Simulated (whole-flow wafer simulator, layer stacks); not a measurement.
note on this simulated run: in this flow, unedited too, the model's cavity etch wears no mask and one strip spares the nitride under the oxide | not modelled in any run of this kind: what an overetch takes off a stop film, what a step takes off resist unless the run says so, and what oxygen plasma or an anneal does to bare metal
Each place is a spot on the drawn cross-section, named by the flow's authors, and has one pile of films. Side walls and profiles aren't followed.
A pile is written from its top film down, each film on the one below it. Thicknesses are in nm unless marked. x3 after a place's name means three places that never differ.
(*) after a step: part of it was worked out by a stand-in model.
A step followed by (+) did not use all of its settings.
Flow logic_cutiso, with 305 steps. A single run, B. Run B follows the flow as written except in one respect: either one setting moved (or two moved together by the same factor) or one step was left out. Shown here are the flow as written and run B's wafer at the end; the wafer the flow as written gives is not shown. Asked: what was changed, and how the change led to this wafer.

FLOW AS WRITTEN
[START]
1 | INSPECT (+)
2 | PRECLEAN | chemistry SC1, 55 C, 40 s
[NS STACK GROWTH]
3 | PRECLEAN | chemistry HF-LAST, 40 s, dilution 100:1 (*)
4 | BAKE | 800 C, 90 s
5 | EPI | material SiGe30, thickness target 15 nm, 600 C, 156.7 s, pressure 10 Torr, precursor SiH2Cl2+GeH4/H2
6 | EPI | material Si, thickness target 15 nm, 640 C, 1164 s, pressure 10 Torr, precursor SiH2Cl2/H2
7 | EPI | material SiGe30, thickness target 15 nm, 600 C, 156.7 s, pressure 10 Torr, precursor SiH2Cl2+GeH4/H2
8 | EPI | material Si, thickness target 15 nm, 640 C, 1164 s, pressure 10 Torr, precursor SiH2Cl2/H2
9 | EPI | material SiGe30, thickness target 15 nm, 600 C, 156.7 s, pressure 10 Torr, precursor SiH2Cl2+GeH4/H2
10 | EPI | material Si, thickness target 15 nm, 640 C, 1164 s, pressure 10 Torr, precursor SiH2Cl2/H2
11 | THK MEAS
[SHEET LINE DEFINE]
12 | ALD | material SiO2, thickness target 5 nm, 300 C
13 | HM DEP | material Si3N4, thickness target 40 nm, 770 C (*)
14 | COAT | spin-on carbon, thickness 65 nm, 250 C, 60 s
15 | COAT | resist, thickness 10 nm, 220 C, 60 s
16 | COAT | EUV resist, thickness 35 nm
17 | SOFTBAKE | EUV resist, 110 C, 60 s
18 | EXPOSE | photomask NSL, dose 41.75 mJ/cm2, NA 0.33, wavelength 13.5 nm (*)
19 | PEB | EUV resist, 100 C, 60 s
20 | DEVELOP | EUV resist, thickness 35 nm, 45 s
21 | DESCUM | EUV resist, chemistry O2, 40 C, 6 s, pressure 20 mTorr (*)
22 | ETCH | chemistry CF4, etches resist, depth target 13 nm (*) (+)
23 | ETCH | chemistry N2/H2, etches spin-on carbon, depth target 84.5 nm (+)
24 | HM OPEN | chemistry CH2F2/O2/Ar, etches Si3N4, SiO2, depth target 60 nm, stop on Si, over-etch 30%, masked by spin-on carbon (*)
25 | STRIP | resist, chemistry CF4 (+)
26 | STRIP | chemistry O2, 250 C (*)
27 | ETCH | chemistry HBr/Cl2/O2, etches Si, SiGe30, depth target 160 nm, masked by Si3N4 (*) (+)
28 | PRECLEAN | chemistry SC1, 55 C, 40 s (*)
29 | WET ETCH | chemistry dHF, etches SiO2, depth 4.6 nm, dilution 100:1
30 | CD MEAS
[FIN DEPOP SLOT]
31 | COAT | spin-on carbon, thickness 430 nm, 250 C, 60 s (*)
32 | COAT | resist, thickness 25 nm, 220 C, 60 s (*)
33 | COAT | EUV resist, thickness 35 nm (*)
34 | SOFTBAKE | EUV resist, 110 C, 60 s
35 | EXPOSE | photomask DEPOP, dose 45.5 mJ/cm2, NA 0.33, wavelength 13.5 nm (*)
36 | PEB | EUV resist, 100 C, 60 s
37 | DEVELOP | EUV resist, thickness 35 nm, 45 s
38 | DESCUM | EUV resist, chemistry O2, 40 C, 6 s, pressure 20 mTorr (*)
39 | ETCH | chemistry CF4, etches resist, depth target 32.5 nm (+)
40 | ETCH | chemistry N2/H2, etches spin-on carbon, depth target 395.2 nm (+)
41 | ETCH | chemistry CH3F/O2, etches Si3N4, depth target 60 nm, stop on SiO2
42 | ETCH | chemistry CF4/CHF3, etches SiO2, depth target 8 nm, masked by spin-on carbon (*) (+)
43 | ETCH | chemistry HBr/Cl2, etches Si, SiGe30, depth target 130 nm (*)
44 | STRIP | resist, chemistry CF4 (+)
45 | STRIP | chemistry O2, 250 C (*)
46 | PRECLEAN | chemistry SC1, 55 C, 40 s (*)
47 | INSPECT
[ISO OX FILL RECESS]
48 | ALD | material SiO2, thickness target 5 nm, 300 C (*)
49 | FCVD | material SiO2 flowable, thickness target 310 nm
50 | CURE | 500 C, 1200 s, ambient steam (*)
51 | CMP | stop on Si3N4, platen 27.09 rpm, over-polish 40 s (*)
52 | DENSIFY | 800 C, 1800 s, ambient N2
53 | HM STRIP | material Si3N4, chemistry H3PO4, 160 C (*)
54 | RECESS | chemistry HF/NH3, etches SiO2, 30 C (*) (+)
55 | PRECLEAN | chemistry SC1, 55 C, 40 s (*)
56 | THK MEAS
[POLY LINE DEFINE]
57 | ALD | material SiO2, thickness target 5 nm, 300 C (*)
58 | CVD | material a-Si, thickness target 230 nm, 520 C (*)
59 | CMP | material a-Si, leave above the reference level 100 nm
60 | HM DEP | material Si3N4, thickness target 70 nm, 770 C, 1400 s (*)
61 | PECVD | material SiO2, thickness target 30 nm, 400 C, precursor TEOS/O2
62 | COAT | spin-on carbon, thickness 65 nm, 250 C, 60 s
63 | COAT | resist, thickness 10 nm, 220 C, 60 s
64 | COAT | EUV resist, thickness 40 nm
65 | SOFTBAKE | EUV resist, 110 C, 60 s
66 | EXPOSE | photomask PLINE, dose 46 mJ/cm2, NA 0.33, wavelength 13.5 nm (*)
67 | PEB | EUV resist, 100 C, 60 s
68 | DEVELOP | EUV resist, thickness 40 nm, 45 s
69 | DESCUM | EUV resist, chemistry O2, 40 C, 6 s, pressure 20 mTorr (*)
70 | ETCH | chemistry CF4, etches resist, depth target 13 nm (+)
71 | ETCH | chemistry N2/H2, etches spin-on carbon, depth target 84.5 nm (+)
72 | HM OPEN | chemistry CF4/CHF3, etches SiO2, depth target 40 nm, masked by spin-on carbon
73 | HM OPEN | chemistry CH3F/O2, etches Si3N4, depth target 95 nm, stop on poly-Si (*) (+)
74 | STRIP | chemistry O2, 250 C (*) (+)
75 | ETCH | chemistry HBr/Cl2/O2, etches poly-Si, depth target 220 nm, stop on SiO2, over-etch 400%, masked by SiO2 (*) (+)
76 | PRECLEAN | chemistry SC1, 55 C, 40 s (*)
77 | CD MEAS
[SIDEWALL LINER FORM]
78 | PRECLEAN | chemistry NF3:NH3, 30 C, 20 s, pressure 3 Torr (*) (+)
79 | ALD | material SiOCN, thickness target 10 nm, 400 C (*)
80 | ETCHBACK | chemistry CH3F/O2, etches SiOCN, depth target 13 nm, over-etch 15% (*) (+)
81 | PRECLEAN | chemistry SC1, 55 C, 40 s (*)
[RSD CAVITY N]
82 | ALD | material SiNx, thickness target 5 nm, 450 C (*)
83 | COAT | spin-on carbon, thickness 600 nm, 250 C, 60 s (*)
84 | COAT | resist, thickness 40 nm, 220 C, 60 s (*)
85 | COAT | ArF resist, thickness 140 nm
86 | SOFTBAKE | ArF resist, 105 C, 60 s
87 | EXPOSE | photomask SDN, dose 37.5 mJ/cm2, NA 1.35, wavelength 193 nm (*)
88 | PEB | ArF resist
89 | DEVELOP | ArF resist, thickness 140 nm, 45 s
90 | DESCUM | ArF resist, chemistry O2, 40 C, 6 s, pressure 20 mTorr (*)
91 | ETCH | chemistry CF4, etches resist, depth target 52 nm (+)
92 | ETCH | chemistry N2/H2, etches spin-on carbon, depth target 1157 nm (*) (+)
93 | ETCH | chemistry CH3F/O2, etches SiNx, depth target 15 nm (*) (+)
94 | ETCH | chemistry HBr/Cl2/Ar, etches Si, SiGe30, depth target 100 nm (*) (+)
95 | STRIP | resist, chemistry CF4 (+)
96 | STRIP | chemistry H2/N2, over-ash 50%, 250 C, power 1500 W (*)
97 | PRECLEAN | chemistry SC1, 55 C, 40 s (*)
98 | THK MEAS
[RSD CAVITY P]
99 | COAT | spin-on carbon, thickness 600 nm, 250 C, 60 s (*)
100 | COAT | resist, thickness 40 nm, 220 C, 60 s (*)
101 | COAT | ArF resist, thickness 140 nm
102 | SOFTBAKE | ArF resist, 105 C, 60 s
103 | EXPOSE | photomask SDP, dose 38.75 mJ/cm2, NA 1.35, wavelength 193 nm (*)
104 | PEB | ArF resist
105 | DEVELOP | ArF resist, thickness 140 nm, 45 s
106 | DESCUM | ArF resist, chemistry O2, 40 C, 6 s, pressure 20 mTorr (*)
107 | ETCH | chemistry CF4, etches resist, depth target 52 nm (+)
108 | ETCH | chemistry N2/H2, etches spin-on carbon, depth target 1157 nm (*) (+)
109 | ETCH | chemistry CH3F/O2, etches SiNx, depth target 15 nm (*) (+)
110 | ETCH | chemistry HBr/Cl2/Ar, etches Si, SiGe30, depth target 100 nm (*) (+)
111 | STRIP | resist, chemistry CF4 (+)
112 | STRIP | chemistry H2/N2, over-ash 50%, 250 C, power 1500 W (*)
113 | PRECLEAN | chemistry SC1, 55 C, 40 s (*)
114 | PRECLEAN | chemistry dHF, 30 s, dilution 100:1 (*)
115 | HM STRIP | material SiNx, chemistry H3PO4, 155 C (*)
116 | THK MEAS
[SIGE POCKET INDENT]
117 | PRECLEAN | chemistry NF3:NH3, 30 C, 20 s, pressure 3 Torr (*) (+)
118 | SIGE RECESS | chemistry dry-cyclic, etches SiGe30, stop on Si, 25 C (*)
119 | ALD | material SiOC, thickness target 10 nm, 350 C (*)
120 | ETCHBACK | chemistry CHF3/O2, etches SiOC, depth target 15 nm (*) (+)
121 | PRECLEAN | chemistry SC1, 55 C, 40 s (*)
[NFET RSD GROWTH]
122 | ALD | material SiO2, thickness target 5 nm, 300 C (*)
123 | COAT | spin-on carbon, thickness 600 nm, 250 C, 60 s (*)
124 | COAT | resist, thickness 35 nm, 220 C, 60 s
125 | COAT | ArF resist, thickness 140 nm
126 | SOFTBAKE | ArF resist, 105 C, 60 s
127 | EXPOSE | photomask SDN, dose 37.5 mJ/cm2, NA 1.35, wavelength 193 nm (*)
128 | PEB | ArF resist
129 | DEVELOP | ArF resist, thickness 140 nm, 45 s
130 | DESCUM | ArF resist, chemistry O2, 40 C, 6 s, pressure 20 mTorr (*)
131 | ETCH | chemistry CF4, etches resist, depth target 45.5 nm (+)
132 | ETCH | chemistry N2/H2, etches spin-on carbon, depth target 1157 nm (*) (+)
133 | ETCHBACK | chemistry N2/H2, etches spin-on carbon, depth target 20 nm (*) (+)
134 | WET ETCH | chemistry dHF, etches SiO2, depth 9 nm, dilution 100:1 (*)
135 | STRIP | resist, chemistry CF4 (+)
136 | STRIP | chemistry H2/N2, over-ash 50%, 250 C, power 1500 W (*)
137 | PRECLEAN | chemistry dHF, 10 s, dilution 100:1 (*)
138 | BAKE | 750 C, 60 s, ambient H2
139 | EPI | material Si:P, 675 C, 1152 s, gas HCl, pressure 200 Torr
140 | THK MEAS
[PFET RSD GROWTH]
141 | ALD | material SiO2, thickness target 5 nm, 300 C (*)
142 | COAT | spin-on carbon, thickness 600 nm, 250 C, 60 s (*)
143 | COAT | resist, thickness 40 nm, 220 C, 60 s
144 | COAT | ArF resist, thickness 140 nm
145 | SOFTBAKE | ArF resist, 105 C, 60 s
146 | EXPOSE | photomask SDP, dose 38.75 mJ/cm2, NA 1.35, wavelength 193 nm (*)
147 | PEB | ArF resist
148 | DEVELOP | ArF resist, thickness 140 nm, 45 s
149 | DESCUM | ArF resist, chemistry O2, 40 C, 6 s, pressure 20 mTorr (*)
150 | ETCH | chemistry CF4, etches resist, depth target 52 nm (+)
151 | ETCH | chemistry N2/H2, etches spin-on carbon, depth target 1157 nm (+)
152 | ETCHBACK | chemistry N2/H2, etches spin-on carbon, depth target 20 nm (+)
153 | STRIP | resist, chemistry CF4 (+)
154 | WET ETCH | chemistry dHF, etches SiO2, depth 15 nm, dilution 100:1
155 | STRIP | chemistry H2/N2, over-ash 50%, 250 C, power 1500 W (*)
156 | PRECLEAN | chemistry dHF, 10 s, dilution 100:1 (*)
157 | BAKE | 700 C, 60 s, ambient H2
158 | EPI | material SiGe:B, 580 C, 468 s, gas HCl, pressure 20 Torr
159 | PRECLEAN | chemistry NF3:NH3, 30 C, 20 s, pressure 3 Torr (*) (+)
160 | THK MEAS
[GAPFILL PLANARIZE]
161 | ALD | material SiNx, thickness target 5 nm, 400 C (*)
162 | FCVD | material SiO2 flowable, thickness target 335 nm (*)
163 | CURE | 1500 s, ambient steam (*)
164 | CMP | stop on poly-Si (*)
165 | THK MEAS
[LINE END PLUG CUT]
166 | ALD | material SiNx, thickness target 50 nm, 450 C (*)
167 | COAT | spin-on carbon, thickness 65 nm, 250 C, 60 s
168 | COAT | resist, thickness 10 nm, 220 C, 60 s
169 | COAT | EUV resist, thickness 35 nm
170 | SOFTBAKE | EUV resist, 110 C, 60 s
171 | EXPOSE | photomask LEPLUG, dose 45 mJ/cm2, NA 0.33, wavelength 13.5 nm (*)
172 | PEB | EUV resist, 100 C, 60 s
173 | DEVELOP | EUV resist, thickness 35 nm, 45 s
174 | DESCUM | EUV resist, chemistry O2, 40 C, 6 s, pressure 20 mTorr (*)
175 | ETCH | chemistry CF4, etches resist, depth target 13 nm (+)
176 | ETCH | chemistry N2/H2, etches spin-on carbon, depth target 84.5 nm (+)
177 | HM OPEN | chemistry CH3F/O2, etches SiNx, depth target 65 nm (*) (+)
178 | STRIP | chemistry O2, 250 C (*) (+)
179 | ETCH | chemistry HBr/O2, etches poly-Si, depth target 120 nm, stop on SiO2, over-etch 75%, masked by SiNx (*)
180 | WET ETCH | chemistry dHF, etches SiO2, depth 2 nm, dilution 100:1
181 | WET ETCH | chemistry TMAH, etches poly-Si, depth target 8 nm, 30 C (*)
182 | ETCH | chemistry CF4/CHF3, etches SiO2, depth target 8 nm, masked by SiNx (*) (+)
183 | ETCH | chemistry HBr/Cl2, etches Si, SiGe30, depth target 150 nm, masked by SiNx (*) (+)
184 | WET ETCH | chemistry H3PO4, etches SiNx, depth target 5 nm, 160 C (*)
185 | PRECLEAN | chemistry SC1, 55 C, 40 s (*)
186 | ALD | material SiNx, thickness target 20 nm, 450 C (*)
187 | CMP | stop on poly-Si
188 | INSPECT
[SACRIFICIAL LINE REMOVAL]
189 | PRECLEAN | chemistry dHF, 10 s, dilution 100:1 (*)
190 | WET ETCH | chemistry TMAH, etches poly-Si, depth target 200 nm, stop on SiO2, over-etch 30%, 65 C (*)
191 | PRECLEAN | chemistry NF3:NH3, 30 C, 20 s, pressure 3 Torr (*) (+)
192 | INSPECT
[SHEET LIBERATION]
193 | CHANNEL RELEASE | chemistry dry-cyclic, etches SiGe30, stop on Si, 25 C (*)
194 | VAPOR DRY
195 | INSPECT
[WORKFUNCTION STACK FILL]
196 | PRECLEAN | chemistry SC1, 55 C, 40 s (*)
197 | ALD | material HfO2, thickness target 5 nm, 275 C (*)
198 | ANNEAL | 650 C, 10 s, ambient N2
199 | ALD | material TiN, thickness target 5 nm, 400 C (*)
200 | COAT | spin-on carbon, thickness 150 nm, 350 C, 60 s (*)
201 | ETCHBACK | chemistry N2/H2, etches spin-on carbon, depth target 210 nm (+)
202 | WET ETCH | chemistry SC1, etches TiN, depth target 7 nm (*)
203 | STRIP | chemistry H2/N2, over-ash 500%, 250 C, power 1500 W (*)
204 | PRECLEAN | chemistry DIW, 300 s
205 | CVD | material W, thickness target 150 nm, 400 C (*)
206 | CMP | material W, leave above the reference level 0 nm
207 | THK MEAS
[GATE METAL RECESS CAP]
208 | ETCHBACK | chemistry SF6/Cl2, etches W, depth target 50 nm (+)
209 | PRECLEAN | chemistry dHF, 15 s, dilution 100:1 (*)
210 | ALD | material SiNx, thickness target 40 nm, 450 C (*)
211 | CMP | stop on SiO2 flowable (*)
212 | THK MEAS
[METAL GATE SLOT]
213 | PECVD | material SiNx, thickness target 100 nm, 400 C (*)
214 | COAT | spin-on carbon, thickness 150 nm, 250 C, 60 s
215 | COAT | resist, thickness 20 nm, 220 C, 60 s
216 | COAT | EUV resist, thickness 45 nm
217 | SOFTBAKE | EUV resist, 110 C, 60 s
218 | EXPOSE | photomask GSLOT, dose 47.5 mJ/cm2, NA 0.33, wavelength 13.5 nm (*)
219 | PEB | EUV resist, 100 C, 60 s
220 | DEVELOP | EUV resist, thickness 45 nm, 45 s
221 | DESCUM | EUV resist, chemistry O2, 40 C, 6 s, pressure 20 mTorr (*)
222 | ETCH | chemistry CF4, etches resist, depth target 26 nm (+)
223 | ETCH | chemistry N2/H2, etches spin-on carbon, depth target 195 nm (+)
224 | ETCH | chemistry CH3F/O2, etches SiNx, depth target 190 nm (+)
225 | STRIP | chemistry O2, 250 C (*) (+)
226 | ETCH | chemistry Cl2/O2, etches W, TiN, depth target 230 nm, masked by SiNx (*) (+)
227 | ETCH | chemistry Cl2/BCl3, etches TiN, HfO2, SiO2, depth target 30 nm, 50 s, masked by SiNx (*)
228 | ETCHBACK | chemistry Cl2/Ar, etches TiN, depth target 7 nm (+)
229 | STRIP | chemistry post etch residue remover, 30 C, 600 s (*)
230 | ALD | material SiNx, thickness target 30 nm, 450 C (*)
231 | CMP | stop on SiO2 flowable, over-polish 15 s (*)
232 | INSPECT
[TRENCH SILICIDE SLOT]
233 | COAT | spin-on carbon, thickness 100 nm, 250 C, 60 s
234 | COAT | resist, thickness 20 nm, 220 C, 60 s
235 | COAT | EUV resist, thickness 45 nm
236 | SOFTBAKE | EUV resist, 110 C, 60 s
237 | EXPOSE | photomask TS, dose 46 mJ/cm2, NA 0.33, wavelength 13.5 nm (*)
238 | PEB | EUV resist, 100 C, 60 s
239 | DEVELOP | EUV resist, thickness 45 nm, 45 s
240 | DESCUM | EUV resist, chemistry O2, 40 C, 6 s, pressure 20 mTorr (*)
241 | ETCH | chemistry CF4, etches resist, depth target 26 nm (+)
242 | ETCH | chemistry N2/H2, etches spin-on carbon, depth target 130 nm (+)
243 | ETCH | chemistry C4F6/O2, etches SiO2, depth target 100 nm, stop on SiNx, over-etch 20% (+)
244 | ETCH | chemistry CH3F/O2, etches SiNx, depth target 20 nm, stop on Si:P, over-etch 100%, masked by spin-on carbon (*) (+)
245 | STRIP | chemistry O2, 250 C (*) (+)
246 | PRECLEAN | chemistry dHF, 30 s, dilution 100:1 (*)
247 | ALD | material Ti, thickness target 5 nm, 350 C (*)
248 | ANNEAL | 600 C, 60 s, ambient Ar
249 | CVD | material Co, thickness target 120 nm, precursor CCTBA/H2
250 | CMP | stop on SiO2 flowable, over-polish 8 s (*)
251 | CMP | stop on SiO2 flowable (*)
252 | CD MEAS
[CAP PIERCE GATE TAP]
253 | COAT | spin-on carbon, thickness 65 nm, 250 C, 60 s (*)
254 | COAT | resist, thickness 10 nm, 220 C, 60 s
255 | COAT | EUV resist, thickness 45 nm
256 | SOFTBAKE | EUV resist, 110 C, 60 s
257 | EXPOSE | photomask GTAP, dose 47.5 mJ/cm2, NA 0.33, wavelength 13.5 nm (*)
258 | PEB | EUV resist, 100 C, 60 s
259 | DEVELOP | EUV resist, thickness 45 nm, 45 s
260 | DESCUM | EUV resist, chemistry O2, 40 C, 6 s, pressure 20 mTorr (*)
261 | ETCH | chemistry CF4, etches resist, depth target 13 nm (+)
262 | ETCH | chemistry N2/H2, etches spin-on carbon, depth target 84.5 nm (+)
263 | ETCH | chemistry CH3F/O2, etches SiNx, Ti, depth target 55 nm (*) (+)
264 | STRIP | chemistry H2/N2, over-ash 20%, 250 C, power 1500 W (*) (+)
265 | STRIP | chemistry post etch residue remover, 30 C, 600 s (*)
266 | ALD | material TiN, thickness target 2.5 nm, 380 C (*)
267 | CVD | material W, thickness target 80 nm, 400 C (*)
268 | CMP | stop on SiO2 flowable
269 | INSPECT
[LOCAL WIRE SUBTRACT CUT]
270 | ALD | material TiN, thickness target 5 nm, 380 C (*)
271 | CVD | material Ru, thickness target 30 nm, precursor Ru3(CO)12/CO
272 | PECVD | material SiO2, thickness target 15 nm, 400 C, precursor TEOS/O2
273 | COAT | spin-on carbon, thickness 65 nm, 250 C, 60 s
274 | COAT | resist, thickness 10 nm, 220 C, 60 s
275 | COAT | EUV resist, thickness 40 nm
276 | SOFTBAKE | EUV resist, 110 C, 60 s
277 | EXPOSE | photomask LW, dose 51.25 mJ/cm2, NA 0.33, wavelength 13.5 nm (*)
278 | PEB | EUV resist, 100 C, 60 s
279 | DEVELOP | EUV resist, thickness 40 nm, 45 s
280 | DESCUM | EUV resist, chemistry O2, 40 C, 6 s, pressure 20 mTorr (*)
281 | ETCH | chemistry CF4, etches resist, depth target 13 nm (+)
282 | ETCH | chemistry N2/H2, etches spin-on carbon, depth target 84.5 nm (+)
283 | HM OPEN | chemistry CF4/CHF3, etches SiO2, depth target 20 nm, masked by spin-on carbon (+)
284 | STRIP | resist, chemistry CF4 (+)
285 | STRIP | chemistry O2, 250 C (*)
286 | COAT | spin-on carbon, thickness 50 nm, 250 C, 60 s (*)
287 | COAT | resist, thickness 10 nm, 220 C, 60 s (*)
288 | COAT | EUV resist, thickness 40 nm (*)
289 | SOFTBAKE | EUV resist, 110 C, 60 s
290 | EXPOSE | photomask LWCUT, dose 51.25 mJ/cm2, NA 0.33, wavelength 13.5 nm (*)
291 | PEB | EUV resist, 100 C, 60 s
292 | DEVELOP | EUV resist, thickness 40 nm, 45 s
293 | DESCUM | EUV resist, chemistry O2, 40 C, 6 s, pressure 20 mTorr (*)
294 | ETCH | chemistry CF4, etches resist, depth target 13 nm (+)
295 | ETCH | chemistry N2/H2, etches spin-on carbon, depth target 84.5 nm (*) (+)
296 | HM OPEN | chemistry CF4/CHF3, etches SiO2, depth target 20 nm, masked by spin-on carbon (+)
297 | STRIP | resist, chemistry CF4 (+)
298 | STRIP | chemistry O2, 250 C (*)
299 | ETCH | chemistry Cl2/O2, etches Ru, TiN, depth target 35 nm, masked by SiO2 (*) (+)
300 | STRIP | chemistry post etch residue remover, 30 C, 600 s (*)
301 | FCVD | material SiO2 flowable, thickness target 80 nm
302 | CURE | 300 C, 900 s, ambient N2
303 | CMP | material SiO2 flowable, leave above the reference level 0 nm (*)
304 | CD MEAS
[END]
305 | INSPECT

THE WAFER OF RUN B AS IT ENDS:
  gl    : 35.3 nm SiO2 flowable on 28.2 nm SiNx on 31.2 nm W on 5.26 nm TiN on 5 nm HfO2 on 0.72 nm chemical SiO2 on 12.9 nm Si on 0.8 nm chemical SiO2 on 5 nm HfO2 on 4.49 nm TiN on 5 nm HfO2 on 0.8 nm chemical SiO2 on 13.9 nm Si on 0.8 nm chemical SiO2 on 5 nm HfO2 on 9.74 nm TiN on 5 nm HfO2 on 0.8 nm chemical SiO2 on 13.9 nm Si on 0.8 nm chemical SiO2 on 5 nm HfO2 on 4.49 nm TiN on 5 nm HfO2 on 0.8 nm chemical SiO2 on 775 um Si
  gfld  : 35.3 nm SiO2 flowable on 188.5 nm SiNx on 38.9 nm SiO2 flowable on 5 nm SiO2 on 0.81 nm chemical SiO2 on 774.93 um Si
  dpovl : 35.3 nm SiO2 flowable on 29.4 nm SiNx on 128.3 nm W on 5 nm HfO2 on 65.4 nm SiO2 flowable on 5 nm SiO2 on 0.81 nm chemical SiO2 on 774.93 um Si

What caused this: step 7, EPI: 211.5 s was run, whereas the flow has 156.7 s.

Step by step, how the change led to this:
  7 | EPI | material SiGe30, thickness target 15 nm, 600 C, 156.7 s, pressure 10 Torr, precursor SiH2Cl2+GeH4/H2
      depop, dpovl, gfld and 19 more: +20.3 SiGe30 (new film) (it would be, as written: +15 SiGe30 (new film))
  27 | ETCH | chemistry HBr/Cl2/O2, etches Si, SiGe30, depth target 160 nm, masked by Si3N4 (*) (+)
      gfld, gxf, iso, lnri: -0.79 chemical SiO2 (all of it), -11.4 Si (all of it), -15 SiGe30 (all of it), -15 Si (all of it), -20.3 SiGe30 (all of it), -15 Si (all of it), -15 SiGe30 (all of it), -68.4 Si (it would be, as written: -0.79 chemical SiO2 (all of it), -11.4 Si (all of it), -15 SiGe30 (all of it), -15 Si (all of it), -15 SiGe30 (all of it), -15 Si (all of it), -15 SiGe30 (all of it), -73.6 Si)
      dpovl, nsgap: -0.79 chemical SiO2 (all of it), -11.8 Si (all of it), -15 SiGe30 (all of it), -15 Si (all of it), -20.3 SiGe30 (all of it), -15 Si (all of it), -15 SiGe30 (all of it), -68 Si (it would be, as written: -0.79 chemical SiO2 (all of it), -11.8 Si (all of it), -15 SiGe30 (all of it), -15 Si (all of it), -15 SiGe30 (all of it), -15 Si (all of it), -15 SiGe30 (all of it), -73.2 Si)
      (and at 1 other place as well)
  43 | ETCH | chemistry HBr/Cl2, etches Si, SiGe30, depth target 130 nm (*)
      depop: -14 Si (all of it), -15 SiGe30 (all of it), -15 Si (all of it), -20.3 SiGe30 (all of it), -15 Si (all of it), -15 SiGe30 (all of it), -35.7 Si (it would be, as written: -14 Si (all of it), -15 SiGe30 (all of it), -15 Si (all of it), -15 SiGe30 (all of it), -15 Si (all of it), -15 SiGe30 (all of it), -41 Si)
  94 | ETCH | chemistry HBr/Cl2/Ar, etches Si, SiGe30, depth target 100 nm (*) (+)
      rsdn, rsdx: -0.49 chemical SiO2 (all of it), -12.8 Si (all of it), -15 SiGe30 (all of it), -15 Si (all of it), -20.3 SiGe30 (all of it), -15 Si (all of it), -15 SiGe30 (all of it), -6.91 Si (it would be, as written: -0.49 chemical SiO2 (all of it), -12.8 Si (all of it), -15 SiGe30 (all of it), -15 Si (all of it), -15 SiGe30 (all of it), -15 Si (all of it), -15 SiGe30 (all of it), -12.2 Si)
  110 | ETCH | chemistry HBr/Cl2/Ar, etches Si, SiGe30, depth target 100 nm (*) (+)
      rsdp, rsdw: -0.49 chemical SiO2 (all of it), -12.8 Si (all of it), -15 SiGe30 (all of it), -15 Si (all of it), -20.3 SiGe30 (all of it), -15 Si (all of it), -15 SiGe30 (all of it), -6.91 Si (it would be, as written: -0.49 chemical SiO2 (all of it), -12.8 Si (all of it), -15 SiGe30 (all of it), -15 Si (all of it), -15 SiGe30 (all of it), -15 Si (all of it), -15 SiGe30 (all of it), -12.2 Si)
  118 | SIGE RECESS | chemistry dry-cyclic, etches SiGe30, stop on Si, 25 C (*)
      lnr, lnrp, lnrt: -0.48 SiOCN, -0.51 Si, +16 cavity (new film), -15 SiGe30 (all of it), -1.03 Si, +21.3 cavity (new film), -20.3 SiGe30 (all of it), -1.03 Si, +16 cavity (new film), -15 SiGe30 (all of it), -0.51 Si (it would be, as written: -0.48 SiOCN, -0.51 Si, +16 cavity (new film), -15 SiGe30 (all of it), -1.03 Si, +16 cavity (new film), -15 SiGe30 (all of it), -1.03 Si, +16 cavity (new film), -15 SiGe30 (all of it), -0.51 Si)
  119 | ALD | material SiOC, thickness target 10 nm, 350 C (*)
      lnr, lnrp, lnrt: +10 SiOC (new film), +16 SiOC (new film), -16 cavity (all of it), +21.3 SiOC (new film), -21.3 cavity (all of it), +16 SiOC (new film), -16 cavity (all of it) (it would be, as written: +10 SiOC (new film), +16 SiOC (new film), -16 cavity (all of it), +16 SiOC (new film), -16 cavity (all of it), +16 SiOC (new film), -16 cavity (all of it))
  183 | ETCH | chemistry HBr/Cl2, etches Si, SiGe30, depth target 150 nm, masked by SiNx (*) (+)
      plug: -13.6 Si (all of it), -15 SiGe30 (all of it), -15 Si (all of it), -20.3 SiGe30 (all of it), -15 Si (all of it), -15 SiGe30 (all of it), -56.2 Si (it would be, as written: -13.6 Si (all of it), -15 SiGe30 (all of it), -15 Si (all of it), -15 SiGe30 (all of it), -15 Si (all of it), -15 SiGe30 (all of it), -61.4 Si)
  193 | CHANNEL RELEASE | chemistry dry-cyclic, etches SiGe30, stop on Si, 25 C (*)
      gl, glp, gxn, gxp, ns, tap: +0.8 chemical SiO2 (new film), -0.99 Si, +0.8 chemical SiO2 (new film), +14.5 cavity (new film), +0.8 chemical SiO2 (new film), -15 SiGe30 (all of it), -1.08 Si, +0.8 chemical SiO2 (new film), +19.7 cavity (new film), +0.8 chemical SiO2 (new film), -20.3 SiGe30 (all of it), -1.08 Si, +0.8 chemical SiO2 (new film), +14.5 cavity (new film), +0.8 chemical SiO2 (new film), -15 SiGe30 (all of it), -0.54 Si (it would be, as written: +0.8 chemical SiO2 (new film), -0.99 Si, +0.8 chemical SiO2 (new film), +14.5 cavity (new film), +0.8 chemical SiO2 (new film), -15 SiGe30 (all of it), -1.08 Si, +0.8 chemical SiO2 (new film), +14.5 cavity (new film), +0.8 chemical SiO2 (new film), -15 SiGe30 (all of it), -1.08 Si, +0.8 chemical SiO2 (new film), +14.5 cavity (new film), +0.8 chemical SiO2 (new film), -15 SiGe30 (all of it), -0.54 Si)
  199 | ALD | material TiN, thickness target 5 nm, 400 C (*)
      gl, glp, tap: +5.26 TiN (new film), +4.49 TiN (new film), -4.49 cavity (all of it), +9.74 TiN (new film), -9.74 cavity (all of it), +4.49 TiN (new film), -4.49 cavity (all of it) (it would be, as written: +5.26 TiN (new film), +4.49 TiN (new film), -4.49 cavity (all of it), +4.49 TiN (new film), -4.49 cavity (all of it), +4.49 TiN (new film), -4.49 cavity (all of it))
      gxn, gxp, ns: +5 TiN (new film), +4.49 TiN (new film), -4.49 cavity (all of it), +9.74 TiN (new film), -9.74 cavity (all of it), +4.49 TiN (new film), -4.49 cavity (all of it) (it would be, as written: +5 TiN (new film), +4.49 TiN (new film), -4.49 cavity (all of it), +4.49 TiN (new film), -4.49 cavity (all of it), +4.49 TiN (new film), -4.49 cavity (all of it))
